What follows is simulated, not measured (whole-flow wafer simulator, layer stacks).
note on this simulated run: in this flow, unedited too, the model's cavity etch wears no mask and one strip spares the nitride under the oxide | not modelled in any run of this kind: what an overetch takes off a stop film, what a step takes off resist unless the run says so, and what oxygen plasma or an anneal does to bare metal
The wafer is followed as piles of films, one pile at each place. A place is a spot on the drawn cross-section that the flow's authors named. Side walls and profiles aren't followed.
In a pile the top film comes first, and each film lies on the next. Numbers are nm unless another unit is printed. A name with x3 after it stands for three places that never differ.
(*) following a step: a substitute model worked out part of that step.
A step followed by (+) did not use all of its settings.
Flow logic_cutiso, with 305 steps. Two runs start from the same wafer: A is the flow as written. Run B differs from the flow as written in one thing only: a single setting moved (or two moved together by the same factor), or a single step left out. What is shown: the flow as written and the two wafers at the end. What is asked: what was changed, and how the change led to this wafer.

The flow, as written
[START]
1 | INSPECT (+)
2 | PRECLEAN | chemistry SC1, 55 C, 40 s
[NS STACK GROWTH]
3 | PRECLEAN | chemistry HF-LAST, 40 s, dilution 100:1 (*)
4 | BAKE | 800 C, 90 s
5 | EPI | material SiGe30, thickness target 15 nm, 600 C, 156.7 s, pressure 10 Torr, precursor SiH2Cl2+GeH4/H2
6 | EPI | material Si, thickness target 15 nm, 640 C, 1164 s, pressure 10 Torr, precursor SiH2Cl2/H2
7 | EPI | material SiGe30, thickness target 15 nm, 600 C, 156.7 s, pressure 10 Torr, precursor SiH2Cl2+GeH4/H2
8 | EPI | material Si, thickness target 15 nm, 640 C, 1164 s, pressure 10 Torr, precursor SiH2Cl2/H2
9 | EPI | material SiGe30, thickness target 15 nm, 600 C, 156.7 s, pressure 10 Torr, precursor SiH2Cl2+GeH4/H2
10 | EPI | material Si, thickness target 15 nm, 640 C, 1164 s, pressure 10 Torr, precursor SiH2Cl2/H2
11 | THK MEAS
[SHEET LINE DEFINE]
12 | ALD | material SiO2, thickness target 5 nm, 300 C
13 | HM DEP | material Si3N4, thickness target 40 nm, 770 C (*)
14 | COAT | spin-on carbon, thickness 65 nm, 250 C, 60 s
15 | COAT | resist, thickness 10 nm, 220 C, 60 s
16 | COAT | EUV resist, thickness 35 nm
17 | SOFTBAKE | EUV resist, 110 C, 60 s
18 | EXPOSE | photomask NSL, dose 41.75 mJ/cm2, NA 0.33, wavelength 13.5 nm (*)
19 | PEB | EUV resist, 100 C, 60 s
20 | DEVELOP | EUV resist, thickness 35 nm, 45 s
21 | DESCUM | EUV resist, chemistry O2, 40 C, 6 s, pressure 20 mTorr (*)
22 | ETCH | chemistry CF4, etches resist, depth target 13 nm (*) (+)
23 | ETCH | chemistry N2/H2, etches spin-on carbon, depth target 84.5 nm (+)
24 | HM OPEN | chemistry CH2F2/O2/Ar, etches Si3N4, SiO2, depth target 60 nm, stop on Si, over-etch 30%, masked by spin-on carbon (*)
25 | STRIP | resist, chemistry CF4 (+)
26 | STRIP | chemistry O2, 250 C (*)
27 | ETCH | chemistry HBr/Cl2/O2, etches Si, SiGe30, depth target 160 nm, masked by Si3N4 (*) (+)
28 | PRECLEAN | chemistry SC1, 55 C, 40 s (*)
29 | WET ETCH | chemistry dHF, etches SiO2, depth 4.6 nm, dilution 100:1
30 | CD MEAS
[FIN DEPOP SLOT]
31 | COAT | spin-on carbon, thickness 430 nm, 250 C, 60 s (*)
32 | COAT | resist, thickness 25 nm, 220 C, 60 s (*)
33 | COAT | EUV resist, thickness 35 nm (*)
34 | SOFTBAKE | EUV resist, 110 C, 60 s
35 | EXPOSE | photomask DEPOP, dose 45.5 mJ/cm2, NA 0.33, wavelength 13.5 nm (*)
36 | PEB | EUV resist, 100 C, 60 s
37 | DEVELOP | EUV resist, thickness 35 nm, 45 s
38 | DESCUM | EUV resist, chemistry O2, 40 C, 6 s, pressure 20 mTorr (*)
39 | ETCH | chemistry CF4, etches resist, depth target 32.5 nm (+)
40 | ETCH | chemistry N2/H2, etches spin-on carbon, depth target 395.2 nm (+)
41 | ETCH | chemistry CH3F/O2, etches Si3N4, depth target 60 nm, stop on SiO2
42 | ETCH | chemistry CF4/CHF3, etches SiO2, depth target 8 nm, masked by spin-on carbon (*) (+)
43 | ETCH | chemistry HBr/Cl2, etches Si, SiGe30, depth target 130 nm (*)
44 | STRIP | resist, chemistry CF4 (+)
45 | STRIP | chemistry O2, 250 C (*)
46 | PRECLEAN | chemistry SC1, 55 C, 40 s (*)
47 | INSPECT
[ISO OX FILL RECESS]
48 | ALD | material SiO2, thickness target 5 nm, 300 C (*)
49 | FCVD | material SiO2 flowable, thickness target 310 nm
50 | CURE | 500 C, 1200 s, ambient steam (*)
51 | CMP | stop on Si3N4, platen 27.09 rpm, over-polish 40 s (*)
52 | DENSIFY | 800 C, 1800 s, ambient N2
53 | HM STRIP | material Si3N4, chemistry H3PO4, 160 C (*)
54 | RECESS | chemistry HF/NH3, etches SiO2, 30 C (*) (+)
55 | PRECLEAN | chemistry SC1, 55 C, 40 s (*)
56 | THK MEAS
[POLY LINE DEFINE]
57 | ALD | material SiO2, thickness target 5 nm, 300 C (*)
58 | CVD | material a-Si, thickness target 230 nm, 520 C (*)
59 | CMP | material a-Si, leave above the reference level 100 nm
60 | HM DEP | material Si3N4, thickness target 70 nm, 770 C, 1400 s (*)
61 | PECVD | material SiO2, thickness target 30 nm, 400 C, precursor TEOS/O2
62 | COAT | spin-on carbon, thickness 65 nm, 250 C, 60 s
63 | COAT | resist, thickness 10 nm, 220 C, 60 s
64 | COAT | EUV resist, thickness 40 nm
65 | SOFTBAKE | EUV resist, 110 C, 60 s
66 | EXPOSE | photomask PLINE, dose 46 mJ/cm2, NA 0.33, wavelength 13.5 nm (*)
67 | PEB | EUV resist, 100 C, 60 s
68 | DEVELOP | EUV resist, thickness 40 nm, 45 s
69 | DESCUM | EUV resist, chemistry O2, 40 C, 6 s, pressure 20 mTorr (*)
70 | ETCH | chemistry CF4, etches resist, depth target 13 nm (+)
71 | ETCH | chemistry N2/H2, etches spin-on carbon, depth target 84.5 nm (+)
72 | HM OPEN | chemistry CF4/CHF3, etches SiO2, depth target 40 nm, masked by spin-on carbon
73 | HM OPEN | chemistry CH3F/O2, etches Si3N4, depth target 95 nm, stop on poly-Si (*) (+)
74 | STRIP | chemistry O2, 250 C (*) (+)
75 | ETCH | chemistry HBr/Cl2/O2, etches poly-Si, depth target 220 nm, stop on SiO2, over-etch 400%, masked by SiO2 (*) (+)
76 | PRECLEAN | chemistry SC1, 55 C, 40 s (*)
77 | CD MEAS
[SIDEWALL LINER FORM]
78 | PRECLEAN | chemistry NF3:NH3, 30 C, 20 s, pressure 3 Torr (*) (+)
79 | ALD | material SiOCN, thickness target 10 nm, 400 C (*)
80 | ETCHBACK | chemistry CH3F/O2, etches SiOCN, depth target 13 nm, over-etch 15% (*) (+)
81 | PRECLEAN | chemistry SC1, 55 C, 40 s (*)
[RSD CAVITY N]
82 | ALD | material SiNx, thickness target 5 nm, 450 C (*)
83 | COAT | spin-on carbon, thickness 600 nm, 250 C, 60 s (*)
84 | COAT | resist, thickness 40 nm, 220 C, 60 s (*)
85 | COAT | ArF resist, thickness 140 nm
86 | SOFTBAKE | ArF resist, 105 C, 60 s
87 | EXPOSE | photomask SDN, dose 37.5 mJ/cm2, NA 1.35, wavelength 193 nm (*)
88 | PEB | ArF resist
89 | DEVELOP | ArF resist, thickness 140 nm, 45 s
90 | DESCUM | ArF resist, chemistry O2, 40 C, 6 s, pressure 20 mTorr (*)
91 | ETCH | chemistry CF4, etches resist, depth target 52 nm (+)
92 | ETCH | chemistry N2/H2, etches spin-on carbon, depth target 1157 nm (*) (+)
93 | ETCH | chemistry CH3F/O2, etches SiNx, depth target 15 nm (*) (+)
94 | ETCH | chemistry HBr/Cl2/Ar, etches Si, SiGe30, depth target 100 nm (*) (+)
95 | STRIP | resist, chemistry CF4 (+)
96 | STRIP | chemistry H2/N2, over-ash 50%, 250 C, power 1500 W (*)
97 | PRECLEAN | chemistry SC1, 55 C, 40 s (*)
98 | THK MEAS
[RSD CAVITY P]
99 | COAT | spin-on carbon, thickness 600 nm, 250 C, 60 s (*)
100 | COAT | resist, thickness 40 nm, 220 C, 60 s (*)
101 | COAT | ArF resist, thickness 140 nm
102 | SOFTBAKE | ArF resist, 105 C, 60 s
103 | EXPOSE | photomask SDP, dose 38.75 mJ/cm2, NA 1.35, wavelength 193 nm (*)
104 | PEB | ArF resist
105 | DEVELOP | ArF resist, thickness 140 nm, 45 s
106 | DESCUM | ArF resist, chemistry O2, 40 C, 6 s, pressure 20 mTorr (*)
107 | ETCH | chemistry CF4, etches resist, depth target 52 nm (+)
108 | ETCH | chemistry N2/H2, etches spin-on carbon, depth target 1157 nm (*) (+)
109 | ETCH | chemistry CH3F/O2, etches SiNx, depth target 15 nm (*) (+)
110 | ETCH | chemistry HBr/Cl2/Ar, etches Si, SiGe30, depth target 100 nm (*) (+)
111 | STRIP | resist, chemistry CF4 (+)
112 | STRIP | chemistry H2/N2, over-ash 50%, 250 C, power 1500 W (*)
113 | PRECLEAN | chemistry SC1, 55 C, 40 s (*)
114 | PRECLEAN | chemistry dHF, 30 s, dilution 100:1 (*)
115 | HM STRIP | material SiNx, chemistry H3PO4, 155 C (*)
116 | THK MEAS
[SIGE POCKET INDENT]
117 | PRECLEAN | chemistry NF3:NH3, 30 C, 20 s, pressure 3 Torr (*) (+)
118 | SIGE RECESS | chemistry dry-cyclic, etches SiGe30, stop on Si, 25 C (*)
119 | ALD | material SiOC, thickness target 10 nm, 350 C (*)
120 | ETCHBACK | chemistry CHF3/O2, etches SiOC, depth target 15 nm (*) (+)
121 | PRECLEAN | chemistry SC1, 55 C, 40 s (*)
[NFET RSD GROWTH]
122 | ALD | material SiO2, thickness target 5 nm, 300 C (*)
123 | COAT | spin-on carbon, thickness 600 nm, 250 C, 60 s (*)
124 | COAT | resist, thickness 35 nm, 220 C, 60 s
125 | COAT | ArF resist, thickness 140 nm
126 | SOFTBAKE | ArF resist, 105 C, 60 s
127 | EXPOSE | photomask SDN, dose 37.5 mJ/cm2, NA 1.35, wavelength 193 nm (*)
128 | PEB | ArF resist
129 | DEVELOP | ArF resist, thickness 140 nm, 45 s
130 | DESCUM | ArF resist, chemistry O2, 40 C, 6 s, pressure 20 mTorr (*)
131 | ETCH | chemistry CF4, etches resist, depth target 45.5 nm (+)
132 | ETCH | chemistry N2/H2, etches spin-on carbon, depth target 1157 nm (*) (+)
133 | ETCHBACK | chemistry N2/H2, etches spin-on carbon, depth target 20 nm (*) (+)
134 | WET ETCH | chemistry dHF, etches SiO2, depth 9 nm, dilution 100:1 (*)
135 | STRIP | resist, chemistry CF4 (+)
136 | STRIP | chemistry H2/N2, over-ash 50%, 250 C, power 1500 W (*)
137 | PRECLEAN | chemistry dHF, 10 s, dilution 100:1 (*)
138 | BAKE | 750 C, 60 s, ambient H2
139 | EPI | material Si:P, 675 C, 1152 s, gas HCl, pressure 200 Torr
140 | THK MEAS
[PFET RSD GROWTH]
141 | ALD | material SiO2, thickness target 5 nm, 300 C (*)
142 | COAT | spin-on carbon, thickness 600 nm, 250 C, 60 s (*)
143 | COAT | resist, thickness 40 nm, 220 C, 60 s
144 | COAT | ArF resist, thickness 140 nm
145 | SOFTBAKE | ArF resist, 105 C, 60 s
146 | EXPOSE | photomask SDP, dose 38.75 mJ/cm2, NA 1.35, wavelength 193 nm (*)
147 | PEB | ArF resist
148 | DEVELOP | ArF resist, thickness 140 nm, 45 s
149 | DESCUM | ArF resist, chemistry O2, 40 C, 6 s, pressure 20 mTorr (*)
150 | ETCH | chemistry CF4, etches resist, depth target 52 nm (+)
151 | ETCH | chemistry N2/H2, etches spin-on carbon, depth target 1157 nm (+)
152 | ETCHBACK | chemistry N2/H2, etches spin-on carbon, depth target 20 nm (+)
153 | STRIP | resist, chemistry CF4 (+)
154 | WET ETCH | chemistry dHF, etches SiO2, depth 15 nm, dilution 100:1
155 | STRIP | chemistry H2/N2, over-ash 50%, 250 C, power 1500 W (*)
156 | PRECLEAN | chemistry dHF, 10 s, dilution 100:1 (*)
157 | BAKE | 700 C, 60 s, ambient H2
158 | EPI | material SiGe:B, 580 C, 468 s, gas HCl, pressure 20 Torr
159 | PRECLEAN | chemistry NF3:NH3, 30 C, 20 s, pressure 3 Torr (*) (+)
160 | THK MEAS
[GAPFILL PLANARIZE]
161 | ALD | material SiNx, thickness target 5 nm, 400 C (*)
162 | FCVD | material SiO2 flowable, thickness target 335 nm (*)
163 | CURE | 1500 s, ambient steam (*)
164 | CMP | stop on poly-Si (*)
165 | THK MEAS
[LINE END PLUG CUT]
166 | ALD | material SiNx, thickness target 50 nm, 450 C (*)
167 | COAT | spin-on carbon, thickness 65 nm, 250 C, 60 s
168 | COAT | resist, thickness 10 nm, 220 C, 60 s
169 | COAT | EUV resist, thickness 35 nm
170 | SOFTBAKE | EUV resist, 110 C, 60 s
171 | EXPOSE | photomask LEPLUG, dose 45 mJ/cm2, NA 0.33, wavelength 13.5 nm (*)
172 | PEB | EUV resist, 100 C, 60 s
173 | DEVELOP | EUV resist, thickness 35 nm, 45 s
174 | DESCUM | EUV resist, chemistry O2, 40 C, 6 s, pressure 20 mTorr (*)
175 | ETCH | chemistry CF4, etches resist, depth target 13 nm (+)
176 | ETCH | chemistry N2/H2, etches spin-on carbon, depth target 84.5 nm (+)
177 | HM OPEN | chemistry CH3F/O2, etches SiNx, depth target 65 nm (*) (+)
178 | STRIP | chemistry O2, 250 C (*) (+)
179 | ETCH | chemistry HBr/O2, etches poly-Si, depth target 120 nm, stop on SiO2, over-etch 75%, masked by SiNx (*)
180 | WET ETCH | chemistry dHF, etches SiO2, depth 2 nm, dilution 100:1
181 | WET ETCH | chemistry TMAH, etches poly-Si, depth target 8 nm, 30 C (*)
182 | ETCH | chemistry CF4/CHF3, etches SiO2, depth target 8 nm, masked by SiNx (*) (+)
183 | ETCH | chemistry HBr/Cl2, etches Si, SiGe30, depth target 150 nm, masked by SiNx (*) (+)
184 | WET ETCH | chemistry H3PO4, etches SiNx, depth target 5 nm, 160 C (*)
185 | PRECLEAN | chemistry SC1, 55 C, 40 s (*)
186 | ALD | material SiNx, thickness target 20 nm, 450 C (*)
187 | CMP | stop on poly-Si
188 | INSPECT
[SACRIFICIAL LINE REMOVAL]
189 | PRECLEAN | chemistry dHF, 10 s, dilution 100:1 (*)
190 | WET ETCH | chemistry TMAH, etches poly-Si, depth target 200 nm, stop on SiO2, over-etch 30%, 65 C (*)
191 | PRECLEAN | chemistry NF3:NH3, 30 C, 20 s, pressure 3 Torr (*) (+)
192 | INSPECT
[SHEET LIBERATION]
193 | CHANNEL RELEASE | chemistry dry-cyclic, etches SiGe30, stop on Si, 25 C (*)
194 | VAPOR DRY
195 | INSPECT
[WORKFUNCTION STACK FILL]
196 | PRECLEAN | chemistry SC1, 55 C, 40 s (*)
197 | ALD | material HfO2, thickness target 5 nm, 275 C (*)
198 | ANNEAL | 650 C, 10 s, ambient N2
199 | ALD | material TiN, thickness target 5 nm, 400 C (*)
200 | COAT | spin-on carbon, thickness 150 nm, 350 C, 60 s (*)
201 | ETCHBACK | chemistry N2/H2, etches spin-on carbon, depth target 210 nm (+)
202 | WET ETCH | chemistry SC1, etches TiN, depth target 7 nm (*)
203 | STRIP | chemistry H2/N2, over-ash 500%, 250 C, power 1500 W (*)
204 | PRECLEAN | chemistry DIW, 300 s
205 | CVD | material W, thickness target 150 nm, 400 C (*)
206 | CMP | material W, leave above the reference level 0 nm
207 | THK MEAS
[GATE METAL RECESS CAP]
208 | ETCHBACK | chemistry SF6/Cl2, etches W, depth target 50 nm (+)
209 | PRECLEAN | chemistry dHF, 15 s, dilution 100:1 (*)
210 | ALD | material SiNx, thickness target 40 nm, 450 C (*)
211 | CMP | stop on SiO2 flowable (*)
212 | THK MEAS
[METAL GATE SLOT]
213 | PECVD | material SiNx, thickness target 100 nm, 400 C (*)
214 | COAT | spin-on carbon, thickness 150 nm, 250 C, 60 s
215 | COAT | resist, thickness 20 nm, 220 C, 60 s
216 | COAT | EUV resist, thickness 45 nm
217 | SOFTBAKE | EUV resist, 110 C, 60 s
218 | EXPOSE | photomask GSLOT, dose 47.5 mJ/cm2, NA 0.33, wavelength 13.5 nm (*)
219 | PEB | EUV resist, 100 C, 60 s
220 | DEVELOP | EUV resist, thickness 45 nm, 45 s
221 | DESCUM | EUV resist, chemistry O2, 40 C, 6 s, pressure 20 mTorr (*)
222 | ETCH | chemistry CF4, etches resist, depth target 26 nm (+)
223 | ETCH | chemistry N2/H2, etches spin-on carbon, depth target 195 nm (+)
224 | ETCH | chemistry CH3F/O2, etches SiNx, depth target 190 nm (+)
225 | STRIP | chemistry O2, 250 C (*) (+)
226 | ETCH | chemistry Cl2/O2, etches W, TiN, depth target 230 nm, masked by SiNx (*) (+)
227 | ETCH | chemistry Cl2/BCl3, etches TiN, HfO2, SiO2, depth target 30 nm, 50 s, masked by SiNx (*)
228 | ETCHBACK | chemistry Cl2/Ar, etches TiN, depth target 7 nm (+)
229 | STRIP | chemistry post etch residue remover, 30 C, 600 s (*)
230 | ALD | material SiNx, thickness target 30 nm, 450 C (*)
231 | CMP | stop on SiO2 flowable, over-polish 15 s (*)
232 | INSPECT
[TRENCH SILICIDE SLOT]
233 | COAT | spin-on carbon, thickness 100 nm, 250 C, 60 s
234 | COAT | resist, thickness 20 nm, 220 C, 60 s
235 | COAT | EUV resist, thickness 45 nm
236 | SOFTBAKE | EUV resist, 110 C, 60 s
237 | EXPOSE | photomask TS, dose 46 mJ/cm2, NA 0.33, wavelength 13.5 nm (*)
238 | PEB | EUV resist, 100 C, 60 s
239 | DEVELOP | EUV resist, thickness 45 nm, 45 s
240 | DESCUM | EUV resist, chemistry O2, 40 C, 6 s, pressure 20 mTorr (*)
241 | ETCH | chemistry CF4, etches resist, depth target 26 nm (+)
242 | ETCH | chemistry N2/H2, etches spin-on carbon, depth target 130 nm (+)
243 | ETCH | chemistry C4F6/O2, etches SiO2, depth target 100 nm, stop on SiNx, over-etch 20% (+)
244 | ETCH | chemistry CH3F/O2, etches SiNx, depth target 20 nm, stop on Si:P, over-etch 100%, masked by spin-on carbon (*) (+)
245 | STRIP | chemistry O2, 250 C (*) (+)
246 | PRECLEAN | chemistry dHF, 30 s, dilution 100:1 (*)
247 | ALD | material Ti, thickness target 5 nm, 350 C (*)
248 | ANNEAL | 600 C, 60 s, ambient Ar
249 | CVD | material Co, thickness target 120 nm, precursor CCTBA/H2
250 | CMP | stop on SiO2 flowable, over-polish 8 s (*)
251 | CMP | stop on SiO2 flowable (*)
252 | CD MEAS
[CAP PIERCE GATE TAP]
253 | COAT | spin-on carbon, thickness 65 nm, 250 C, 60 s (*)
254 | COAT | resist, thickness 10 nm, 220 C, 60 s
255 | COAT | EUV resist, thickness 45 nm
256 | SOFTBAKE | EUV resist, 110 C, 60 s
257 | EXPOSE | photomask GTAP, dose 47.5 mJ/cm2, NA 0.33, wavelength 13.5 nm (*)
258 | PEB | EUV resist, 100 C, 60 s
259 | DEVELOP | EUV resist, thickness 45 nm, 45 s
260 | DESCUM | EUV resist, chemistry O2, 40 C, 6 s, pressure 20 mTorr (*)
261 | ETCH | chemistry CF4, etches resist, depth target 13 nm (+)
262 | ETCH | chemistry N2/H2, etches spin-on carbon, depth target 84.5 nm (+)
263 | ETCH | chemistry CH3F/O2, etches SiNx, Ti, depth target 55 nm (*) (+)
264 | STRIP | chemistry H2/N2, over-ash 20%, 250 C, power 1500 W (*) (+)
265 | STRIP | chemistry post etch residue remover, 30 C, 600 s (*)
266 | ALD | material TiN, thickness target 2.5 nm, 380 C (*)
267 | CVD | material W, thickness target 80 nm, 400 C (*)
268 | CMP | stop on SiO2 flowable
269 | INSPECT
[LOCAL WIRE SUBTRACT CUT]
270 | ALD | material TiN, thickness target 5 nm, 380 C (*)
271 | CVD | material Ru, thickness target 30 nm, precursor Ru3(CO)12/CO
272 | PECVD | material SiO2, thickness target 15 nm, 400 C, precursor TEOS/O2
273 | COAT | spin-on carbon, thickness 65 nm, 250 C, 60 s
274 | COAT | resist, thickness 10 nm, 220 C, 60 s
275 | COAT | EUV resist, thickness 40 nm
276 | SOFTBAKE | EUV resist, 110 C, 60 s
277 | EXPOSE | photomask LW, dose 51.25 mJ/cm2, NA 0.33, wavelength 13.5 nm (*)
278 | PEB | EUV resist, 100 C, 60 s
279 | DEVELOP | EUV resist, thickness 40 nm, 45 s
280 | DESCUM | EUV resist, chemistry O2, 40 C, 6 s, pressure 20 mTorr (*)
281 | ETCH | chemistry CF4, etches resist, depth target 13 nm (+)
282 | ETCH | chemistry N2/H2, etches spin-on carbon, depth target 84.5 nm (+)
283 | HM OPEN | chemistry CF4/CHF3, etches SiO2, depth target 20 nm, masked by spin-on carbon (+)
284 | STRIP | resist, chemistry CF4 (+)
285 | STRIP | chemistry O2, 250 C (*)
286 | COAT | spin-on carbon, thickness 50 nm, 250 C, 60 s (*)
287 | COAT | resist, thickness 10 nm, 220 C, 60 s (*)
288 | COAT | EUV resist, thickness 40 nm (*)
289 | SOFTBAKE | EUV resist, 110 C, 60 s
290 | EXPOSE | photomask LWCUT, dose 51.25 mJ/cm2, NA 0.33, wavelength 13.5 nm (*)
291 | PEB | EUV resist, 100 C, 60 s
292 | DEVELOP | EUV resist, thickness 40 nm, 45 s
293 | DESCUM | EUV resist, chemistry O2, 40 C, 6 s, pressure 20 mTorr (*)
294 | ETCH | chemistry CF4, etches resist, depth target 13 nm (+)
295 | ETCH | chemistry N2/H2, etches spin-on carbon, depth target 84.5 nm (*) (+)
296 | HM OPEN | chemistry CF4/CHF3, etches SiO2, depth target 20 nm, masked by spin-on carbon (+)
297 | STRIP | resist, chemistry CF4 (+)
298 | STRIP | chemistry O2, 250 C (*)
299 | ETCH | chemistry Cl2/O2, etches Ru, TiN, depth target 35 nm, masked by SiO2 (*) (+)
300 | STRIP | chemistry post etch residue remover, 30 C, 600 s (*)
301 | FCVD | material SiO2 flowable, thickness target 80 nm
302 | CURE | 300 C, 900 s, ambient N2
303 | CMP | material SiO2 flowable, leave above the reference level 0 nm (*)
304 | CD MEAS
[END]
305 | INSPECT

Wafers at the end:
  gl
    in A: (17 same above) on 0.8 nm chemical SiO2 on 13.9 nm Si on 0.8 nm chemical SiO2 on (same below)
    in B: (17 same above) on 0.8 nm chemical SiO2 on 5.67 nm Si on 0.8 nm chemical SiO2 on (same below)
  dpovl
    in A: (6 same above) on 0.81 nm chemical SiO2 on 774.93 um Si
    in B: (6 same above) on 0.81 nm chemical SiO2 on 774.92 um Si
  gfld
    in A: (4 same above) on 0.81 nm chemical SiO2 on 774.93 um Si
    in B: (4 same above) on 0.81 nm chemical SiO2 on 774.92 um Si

What caused this: step 6, EPI: 524 s was run, whereas the flow has 1164 s.

How this came from the change, step by step:
  6 | EPI | material Si, thickness target 15 nm, 640 C, 1164 s, pressure 10 Torr, precursor SiH2Cl2/H2
      depop, dpovl, gfld and 19 more: A Si gains 15 (new film) | B Si gains 6.75 (new film)
  27 | ETCH | chemistry HBr/Cl2/O2, etches Si, SiGe30, depth target 160 nm, masked by Si3N4 (*) (+)
      gfld, gxf, iso, lnri: A chemical SiO2 loses 0.79 (all of it), Si loses 11.4 (all of it), SiGe30 loses 15 (all of it), Si loses 15 (all of it), SiGe30 loses 15 (all of it), Si loses 15 (all of it), SiGe30 loses 15 (all of it), Si loses 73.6 | B chemical SiO2 loses 0.79 (all of it), Si loses 11.4 (all of it), SiGe30 loses 15 (all of it), Si loses 15 (all of it), SiGe30 loses 15 (all of it), Si loses 6.75 (all of it), SiGe30 loses 15 (all of it), Si loses 81.9
      dpovl, nsgap: A chemical SiO2 loses 0.79 (all of it), Si loses 11.8 (all of it), SiGe30 loses 15 (all of it), Si loses 15 (all of it), SiGe30 loses 15 (all of it), Si loses 15 (all of it), SiGe30 loses 15 (all of it), Si loses 73.2 | B chemical SiO2 loses 0.79 (all of it), Si loses 11.8 (all of it), SiGe30 loses 15 (all of it), Si loses 15 (all of it), SiGe30 loses 15 (all of it), Si loses 6.75 (all of it), SiGe30 loses 15 (all of it), Si loses 81.5
      (also at 1 further place)
  43 | ETCH | chemistry HBr/Cl2, etches Si, SiGe30, depth target 130 nm (*)
      depop: A Si loses 14 (all of it), SiGe30 loses 15 (all of it), Si loses 15 (all of it), SiGe30 loses 15 (all of it), Si loses 15 (all of it), SiGe30 loses 15 (all of it), Si loses 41 | B Si loses 14 (all of it), SiGe30 loses 15 (all of it), Si loses 15 (all of it), SiGe30 loses 15 (all of it), Si loses 6.75 (all of it), SiGe30 loses 15 (all of it), Si loses 49.2
  94 | ETCH | chemistry HBr/Cl2/Ar, etches Si, SiGe30, depth target 100 nm (*) (+)
      rsdn, rsdx: A chemical SiO2 loses 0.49 (all of it), Si loses 12.8 (all of it), SiGe30 loses 15 (all of it), Si loses 15 (all of it), SiGe30 loses 15 (all of it), Si loses 15 (all of it), SiGe30 loses 15 (all of it), Si loses 12.2 | B chemical SiO2 loses 0.49 (all of it), Si loses 12.8 (all of it), SiGe30 loses 15 (all of it), Si loses 15 (all of it), SiGe30 loses 15 (all of it), Si loses 6.75 (all of it), SiGe30 loses 15 (all of it), Si loses 20.4
  110 | ETCH | chemistry HBr/Cl2/Ar, etches Si, SiGe30, depth target 100 nm (*) (+)
      rsdp, rsdw: A chemical SiO2 loses 0.49 (all of it), Si loses 12.8 (all of it), SiGe30 loses 15 (all of it), Si loses 15 (all of it), SiGe30 loses 15 (all of it), Si loses 15 (all of it), SiGe30 loses 15 (all of it), Si loses 12.2 | B chemical SiO2 loses 0.49 (all of it), Si loses 12.8 (all of it), SiGe30 loses 15 (all of it), Si loses 15 (all of it), SiGe30 loses 15 (all of it), Si loses 6.75 (all of it), SiGe30 loses 15 (all of it), Si loses 20.4
  183 | ETCH | chemistry HBr/Cl2, etches Si, SiGe30, depth target 150 nm, masked by SiNx (*) (+)
      plug: A Si loses 13.6 (all of it), SiGe30 loses 15 (all of it), Si loses 15 (all of it), SiGe30 loses 15 (all of it), Si loses 15 (all of it), SiGe30 loses 15 (all of it), Si loses 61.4 | B Si loses 13.6 (all of it), SiGe30 loses 15 (all of it), Si loses 15 (all of it), SiGe30 loses 15 (all of it), Si loses 6.75 (all of it), SiGe30 loses 15 (all of it), Si loses 69.7
